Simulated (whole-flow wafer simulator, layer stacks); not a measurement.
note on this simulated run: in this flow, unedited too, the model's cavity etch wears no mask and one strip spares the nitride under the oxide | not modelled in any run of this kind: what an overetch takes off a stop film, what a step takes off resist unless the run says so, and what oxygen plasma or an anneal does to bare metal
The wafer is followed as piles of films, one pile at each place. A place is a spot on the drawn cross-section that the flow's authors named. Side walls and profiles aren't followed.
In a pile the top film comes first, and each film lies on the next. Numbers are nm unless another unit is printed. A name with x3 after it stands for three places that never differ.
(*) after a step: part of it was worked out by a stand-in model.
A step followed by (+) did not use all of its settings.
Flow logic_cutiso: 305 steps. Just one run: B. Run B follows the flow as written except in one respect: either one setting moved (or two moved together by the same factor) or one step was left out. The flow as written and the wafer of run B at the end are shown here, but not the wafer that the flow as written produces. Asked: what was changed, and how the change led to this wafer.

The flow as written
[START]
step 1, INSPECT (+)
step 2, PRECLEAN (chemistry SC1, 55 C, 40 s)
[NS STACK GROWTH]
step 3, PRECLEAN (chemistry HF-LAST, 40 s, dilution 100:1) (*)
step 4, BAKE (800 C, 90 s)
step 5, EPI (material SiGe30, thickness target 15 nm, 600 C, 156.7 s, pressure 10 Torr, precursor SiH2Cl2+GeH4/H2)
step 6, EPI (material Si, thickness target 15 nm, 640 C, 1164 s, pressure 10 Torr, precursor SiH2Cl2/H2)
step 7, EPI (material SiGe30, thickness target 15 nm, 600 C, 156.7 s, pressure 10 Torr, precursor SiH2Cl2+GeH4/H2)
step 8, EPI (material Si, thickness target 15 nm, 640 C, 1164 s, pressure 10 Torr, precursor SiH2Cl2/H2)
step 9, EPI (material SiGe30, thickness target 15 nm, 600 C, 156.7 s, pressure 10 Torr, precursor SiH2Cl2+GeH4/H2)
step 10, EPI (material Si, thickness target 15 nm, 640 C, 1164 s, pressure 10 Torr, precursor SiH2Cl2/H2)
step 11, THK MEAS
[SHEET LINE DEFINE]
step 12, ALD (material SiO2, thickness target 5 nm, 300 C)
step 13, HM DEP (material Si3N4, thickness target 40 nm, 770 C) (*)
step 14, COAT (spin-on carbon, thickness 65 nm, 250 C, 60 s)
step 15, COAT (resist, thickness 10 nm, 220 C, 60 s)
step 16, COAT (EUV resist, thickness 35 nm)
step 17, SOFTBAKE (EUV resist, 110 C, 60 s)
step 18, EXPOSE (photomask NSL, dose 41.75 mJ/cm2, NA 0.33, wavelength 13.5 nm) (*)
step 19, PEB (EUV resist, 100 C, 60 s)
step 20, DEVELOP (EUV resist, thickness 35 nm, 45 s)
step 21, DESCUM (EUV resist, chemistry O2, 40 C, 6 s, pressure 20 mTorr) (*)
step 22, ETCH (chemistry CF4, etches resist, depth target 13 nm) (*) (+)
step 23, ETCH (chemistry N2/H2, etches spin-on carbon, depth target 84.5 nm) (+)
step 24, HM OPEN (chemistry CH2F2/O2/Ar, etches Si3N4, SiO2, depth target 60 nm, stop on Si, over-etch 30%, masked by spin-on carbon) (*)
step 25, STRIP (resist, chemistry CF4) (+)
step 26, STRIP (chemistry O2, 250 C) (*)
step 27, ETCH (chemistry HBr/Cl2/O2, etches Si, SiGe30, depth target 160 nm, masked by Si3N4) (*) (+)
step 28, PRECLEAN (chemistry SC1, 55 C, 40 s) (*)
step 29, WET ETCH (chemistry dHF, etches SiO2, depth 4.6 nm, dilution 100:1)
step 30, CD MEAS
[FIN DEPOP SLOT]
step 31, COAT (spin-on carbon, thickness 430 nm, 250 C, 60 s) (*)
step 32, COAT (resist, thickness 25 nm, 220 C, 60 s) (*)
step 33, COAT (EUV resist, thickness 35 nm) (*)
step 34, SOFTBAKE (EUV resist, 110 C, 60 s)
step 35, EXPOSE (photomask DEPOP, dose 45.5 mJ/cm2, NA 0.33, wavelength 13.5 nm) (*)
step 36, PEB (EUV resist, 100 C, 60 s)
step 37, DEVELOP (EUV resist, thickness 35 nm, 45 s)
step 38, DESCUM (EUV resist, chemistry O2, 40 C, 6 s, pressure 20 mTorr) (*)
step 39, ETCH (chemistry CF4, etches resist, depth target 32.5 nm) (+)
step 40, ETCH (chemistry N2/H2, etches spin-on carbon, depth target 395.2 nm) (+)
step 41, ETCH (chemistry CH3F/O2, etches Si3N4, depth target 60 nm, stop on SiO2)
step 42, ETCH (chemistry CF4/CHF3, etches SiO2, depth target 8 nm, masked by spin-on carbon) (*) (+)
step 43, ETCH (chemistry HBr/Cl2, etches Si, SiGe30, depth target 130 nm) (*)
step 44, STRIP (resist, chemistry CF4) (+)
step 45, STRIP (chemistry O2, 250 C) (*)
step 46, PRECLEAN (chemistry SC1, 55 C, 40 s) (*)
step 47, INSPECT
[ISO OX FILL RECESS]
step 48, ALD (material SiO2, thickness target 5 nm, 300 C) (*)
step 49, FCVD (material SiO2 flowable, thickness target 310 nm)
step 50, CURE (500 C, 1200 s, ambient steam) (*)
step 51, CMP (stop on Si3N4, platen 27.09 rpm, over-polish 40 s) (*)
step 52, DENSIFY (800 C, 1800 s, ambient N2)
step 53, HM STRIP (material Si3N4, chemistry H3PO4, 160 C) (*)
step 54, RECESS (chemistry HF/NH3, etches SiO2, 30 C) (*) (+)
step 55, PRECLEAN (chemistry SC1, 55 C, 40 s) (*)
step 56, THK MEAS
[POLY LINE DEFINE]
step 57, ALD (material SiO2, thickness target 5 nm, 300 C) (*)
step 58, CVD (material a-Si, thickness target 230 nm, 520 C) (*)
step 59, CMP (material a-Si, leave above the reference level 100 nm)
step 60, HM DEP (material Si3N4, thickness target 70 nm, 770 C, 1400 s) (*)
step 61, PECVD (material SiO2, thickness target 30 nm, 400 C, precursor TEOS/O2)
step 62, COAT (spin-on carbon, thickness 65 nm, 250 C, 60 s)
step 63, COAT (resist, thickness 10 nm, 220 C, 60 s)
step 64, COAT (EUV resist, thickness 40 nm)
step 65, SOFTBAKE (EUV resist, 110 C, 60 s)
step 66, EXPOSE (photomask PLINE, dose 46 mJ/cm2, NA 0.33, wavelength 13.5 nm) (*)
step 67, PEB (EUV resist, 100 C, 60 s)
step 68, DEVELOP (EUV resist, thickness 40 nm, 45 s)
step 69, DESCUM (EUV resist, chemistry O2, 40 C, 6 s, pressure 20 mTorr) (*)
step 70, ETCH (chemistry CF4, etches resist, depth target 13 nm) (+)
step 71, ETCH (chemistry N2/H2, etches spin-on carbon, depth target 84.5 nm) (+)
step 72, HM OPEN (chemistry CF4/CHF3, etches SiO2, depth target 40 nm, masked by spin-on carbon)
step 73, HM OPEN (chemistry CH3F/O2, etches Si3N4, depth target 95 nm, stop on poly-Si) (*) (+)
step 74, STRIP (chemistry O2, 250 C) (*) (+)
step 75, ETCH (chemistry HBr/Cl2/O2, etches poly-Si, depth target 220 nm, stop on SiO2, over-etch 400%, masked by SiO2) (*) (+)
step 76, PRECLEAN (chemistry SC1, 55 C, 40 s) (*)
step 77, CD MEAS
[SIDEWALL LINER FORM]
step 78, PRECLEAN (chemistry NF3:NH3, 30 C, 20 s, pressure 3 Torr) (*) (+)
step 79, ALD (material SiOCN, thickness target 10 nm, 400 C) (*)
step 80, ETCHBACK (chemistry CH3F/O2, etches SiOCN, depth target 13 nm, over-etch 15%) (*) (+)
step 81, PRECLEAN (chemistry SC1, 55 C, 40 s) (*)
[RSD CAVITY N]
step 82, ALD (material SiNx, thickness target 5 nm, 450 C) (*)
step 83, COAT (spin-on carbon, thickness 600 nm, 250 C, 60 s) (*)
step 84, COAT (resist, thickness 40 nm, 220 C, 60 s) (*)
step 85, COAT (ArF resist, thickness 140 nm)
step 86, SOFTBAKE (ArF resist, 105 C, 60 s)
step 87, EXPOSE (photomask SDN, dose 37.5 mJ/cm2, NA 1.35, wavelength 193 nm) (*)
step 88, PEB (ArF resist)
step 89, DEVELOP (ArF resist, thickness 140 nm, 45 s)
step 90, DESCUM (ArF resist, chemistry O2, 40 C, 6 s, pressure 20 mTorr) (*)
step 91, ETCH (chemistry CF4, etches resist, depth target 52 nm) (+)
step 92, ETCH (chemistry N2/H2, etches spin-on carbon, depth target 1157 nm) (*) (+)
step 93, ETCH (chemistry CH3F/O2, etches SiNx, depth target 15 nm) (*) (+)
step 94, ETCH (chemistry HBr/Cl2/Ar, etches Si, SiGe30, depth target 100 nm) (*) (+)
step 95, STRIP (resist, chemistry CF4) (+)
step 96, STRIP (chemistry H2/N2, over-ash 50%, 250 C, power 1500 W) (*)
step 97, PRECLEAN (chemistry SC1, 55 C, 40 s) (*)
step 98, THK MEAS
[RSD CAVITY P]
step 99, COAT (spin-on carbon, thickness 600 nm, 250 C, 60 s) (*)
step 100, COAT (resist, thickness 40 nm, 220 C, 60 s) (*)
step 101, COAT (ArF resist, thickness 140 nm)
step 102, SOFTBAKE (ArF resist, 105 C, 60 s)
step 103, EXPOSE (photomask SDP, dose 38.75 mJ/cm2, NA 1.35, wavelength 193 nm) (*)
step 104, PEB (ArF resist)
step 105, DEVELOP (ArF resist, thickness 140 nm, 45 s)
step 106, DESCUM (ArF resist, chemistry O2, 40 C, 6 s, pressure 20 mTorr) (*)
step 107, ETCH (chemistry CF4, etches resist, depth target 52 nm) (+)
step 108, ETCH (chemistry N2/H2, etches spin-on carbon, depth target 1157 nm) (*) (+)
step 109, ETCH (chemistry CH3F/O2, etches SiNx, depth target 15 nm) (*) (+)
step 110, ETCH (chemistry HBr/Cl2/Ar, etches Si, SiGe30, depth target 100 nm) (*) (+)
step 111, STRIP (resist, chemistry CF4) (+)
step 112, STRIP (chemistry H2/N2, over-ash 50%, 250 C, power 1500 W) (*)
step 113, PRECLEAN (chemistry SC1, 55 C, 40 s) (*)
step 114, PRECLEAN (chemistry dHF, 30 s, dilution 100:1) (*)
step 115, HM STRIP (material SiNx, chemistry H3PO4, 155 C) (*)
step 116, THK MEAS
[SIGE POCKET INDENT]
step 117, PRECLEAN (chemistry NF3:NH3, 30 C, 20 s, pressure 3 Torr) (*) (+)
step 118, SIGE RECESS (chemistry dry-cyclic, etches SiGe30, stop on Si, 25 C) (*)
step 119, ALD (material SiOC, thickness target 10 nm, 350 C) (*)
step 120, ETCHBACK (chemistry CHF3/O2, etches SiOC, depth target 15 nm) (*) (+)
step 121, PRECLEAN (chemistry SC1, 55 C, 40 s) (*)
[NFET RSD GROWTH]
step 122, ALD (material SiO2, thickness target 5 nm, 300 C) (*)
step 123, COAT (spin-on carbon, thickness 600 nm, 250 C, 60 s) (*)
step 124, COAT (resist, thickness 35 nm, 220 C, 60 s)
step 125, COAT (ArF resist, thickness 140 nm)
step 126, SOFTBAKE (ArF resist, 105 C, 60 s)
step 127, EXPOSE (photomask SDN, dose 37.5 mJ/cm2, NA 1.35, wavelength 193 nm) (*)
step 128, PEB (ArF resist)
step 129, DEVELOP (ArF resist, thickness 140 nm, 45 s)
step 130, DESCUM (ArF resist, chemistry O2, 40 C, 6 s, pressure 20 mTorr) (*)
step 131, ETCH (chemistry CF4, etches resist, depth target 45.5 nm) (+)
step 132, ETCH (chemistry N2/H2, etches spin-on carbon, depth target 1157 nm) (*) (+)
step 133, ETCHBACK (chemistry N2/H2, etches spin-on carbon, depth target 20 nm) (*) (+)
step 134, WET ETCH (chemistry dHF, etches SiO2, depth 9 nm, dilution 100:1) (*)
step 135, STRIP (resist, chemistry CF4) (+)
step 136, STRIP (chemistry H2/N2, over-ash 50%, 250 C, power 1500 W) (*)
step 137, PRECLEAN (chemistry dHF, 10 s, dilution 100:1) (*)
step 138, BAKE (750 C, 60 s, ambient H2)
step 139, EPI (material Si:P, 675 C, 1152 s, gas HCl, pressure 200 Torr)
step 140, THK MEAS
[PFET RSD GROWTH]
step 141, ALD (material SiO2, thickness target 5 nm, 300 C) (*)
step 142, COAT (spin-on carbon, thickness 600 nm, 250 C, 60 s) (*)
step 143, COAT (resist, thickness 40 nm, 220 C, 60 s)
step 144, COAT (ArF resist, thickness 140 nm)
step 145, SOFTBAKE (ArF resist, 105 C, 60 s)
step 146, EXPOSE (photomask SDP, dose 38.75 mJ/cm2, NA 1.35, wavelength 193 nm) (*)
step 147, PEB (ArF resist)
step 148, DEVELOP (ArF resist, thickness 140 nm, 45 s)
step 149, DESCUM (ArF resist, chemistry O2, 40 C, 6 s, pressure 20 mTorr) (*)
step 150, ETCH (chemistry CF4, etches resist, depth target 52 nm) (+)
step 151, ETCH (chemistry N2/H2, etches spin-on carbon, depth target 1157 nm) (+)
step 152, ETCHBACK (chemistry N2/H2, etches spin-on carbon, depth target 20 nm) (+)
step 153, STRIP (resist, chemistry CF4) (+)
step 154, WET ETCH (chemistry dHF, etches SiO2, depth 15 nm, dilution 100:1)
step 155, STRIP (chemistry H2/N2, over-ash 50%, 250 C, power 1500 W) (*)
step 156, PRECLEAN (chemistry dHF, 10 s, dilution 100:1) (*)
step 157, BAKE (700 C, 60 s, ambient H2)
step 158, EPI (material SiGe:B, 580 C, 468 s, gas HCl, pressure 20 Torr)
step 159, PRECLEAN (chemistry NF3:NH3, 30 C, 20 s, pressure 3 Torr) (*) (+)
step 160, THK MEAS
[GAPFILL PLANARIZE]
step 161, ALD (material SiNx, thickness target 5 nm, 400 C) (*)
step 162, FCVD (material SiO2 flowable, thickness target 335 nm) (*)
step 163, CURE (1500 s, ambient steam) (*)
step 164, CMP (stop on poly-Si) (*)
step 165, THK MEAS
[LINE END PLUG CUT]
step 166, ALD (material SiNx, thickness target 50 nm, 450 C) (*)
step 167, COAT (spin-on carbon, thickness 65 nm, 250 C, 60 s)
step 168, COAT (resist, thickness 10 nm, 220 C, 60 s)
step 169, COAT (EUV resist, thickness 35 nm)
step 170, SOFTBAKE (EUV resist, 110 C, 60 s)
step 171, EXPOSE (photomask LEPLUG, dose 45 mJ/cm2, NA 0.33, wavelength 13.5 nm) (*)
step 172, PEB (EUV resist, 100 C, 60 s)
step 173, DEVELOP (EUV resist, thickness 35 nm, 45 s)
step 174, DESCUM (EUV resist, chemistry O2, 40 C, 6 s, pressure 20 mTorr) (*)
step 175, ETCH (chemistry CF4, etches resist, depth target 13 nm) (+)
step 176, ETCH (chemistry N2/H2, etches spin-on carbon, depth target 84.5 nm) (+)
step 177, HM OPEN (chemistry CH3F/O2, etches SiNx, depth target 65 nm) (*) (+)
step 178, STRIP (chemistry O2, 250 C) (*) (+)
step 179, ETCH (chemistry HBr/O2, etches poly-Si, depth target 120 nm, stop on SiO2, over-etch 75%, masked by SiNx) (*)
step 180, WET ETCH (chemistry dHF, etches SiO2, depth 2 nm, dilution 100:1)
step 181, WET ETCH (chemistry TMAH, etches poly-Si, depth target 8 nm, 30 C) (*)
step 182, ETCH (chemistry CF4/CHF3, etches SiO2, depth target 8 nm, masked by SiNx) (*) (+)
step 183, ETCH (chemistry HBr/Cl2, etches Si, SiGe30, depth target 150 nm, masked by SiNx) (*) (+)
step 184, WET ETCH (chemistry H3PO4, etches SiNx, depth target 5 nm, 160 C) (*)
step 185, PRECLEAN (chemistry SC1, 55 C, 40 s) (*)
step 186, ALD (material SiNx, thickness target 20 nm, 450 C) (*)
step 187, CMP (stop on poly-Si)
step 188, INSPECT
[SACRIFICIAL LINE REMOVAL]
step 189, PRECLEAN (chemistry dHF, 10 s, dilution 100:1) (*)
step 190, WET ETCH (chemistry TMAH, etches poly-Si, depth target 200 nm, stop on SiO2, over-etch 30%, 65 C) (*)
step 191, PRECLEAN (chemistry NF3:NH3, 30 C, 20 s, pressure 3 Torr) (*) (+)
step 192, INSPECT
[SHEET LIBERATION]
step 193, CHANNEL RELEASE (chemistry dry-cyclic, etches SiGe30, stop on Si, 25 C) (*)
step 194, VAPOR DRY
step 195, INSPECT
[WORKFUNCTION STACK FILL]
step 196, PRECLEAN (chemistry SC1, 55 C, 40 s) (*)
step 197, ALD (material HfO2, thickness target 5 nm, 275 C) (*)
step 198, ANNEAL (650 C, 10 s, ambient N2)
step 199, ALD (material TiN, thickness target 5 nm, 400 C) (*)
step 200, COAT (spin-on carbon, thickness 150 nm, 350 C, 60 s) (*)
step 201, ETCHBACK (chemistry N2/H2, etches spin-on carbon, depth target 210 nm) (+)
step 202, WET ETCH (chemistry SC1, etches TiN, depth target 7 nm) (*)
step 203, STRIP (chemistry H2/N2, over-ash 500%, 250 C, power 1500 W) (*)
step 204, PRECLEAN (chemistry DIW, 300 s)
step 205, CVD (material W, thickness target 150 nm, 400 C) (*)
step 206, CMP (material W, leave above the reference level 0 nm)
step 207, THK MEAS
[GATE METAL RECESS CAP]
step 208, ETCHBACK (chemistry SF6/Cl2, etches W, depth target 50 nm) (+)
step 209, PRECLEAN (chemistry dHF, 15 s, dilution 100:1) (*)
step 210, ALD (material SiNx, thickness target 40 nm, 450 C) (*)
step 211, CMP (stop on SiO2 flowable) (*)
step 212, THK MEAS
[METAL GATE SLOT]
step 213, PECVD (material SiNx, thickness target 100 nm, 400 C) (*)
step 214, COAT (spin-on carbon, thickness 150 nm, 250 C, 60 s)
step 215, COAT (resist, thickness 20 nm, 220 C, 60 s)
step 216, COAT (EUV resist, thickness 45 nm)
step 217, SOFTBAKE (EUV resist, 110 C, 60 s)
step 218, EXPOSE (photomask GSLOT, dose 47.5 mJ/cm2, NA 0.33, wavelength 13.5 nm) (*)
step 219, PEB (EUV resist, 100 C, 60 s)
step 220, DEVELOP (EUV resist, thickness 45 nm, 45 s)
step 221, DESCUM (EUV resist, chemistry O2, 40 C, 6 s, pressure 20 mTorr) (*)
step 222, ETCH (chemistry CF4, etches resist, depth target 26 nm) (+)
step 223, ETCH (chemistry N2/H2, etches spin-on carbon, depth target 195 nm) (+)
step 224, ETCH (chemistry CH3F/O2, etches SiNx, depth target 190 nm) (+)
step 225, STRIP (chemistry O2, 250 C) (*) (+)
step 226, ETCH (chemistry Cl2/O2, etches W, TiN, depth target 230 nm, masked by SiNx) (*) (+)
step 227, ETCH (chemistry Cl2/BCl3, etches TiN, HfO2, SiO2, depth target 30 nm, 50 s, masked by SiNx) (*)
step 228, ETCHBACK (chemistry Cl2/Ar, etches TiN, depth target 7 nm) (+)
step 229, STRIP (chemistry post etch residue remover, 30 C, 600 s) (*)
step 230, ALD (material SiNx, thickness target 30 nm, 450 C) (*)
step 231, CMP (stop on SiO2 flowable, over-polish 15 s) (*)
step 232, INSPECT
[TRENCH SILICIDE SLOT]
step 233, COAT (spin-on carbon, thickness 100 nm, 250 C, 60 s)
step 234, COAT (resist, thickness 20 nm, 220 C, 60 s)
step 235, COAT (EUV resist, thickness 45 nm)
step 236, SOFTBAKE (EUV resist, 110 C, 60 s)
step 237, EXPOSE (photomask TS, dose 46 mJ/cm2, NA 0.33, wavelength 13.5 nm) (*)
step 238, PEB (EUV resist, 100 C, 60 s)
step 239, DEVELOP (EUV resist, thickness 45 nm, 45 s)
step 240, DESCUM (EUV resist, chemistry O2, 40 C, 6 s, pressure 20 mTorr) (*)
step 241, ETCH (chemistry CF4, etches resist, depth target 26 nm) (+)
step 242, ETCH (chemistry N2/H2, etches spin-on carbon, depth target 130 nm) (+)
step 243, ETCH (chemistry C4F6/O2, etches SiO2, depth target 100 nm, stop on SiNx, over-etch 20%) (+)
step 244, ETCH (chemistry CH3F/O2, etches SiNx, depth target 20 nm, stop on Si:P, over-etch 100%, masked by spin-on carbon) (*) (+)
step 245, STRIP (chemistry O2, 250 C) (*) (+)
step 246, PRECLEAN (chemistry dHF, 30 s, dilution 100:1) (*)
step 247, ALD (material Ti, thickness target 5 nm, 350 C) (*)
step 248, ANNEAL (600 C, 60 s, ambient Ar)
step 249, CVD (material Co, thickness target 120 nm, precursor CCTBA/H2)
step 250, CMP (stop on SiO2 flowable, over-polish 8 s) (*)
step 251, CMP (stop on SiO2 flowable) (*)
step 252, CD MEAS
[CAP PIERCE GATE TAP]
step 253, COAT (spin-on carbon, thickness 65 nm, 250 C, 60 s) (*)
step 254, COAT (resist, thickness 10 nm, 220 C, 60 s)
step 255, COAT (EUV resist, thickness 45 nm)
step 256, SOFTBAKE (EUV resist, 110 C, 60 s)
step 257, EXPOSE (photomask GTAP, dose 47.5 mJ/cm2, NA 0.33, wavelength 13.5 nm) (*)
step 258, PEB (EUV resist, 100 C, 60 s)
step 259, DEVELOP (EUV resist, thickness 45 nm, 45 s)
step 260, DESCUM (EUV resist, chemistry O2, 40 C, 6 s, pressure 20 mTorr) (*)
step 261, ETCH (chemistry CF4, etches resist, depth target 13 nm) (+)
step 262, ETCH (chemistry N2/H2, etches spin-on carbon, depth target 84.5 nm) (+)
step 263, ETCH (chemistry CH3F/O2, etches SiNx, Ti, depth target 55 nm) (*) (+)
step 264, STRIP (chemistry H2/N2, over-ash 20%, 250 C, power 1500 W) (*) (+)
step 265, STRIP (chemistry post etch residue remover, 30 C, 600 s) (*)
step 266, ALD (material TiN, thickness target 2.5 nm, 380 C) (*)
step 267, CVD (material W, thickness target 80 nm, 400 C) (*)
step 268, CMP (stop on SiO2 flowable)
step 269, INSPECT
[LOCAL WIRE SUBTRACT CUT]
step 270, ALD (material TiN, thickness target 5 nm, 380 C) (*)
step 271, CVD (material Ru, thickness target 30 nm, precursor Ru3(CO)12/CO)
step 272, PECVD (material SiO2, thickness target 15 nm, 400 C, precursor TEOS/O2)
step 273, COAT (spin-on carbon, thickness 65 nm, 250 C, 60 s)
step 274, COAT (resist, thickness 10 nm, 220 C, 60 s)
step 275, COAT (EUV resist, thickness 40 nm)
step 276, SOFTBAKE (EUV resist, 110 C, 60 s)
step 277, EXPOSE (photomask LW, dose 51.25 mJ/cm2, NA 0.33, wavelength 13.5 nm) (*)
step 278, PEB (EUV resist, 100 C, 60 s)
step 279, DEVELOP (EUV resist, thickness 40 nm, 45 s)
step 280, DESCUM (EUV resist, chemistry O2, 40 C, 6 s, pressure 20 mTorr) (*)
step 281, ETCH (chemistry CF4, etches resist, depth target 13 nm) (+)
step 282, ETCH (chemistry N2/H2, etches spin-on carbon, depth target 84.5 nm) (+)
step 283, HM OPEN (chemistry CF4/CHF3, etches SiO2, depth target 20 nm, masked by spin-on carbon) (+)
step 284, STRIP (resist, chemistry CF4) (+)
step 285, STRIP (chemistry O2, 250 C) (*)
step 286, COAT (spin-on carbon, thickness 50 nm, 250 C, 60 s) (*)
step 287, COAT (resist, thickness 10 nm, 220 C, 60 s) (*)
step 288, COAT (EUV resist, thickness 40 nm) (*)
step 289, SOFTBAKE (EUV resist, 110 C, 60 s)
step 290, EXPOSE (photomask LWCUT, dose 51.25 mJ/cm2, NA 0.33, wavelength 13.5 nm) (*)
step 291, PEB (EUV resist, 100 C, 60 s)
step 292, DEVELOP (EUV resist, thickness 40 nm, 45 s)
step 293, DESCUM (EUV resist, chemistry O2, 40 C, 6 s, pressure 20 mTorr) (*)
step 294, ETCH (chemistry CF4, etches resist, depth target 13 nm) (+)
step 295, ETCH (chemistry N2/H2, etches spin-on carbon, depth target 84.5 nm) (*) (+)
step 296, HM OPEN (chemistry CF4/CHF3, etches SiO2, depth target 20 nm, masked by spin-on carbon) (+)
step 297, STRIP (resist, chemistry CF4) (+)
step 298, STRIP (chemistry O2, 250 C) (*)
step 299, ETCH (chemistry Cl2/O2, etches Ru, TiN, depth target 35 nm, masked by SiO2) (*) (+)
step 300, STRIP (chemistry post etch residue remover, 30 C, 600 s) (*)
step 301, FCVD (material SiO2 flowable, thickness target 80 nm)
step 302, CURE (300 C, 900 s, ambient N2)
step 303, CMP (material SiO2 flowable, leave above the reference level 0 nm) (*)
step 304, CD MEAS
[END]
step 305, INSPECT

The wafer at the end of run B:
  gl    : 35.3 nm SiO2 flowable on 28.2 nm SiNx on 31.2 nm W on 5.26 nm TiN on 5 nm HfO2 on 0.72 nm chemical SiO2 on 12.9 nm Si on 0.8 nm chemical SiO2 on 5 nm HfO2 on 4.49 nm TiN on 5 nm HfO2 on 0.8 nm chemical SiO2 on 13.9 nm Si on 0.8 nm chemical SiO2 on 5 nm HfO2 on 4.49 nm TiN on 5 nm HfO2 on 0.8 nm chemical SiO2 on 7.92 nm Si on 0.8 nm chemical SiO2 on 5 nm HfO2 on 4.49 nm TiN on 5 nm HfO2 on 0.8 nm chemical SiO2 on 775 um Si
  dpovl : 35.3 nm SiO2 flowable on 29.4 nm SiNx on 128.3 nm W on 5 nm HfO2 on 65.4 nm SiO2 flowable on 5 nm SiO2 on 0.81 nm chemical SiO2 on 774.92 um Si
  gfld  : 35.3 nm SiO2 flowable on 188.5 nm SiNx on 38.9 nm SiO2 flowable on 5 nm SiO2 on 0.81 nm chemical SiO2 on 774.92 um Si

The reason: step 6, EPI: 698.6 s was run, while the flow as written has 1164 s.

Step by step, how the change led to this:
  step 6, EPI (material Si, thickness target 15 nm, 640 C, 1164 s, pressure 10 Torr, precursor SiH2Cl2/H2)
      depop, dpovl, gfld and 19 more: +9 Si (new film) (in the flow as written it would be: +15 Si (new film))
  step 27, ETCH (chemistry HBr/Cl2/O2, etches Si, SiGe30, depth target 160 nm, masked by Si3N4) (*) (+)
      gfld, gxf, iso, lnri: -0.79 chemical SiO2 (all of it), -11.4 Si (all of it), -15 SiGe30 (all of it), -15 Si (all of it), -15 SiGe30 (all of it), -9 Si (all of it), -15 SiGe30 (all of it), -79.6 Si (in the flow as written it would be: -0.79 chemical SiO2 (all of it), -11.4 Si (all of it), -15 SiGe30 (all of it), -15 Si (all of it), -15 SiGe30 (all of it), -15 Si (all of it), -15 SiGe30 (all of it), -73.6 Si)
      dpovl, nsgap: -0.79 chemical SiO2 (all of it), -11.8 Si (all of it), -15 SiGe30 (all of it), -15 Si (all of it), -15 SiGe30 (all of it), -9 Si (all of it), -15 SiGe30 (all of it), -79.2 Si (in the flow as written it would be: -0.79 chemical SiO2 (all of it), -11.8 Si (all of it), -15 SiGe30 (all of it), -15 Si (all of it), -15 SiGe30 (all of it), -15 Si (all of it), -15 SiGe30 (all of it), -73.2 Si)
      (as well as at 1 more place)
  step 43, ETCH (chemistry HBr/Cl2, etches Si, SiGe30, depth target 130 nm) (*)
      depop: -14 Si (all of it), -15 SiGe30 (all of it), -15 Si (all of it), -15 SiGe30 (all of it), -9 Si (all of it), -15 SiGe30 (all of it), -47 Si (in the flow as written it would be: -14 Si (all of it), -15 SiGe30 (all of it), -15 Si (all of it), -15 SiGe30 (all of it), -15 Si (all of it), -15 SiGe30 (all of it), -41 Si)
  step 94, ETCH (chemistry HBr/Cl2/Ar, etches Si, SiGe30, depth target 100 nm) (*) (+)
      rsdn, rsdx: -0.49 chemical SiO2 (all of it), -12.8 Si (all of it), -15 SiGe30 (all of it), -15 Si (all of it), -15 SiGe30 (all of it), -9 Si (all of it), -15 SiGe30 (all of it), -18.2 Si (in the flow as written it would be: -0.49 chemical SiO2 (all of it), -12.8 Si (all of it), -15 SiGe30 (all of it), -15 Si (all of it), -15 SiGe30 (all of it), -15 Si (all of it), -15 SiGe30 (all of it), -12.2 Si)
  step 110, ETCH (chemistry HBr/Cl2/Ar, etches Si, SiGe30, depth target 100 nm) (*) (+)
      rsdp, rsdw: -0.49 chemical SiO2 (all of it), -12.8 Si (all of it), -15 SiGe30 (all of it), -15 Si (all of it), -15 SiGe30 (all of it), -9 Si (all of it), -15 SiGe30 (all of it), -18.2 Si (in the flow as written it would be: -0.49 chemical SiO2 (all of it), -12.8 Si (all of it), -15 SiGe30 (all of it), -15 Si (all of it), -15 SiGe30 (all of it), -15 Si (all of it), -15 SiGe30 (all of it), -12.2 Si)
  step 183, ETCH (chemistry HBr/Cl2, etches Si, SiGe30, depth target 150 nm, masked by SiNx) (*) (+)
      plug: -13.6 Si (all of it), -15 SiGe30 (all of it), -15 Si (all of it), -15 SiGe30 (all of it), -9 Si (all of it), -15 SiGe30 (all of it), -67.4 Si (in the flow as written it would be: -13.6 Si (all of it), -15 SiGe30 (all of it), -15 Si (all of it), -15 SiGe30 (all of it), -15 Si (all of it), -15 SiGe30 (all of it), -61.4 Si)
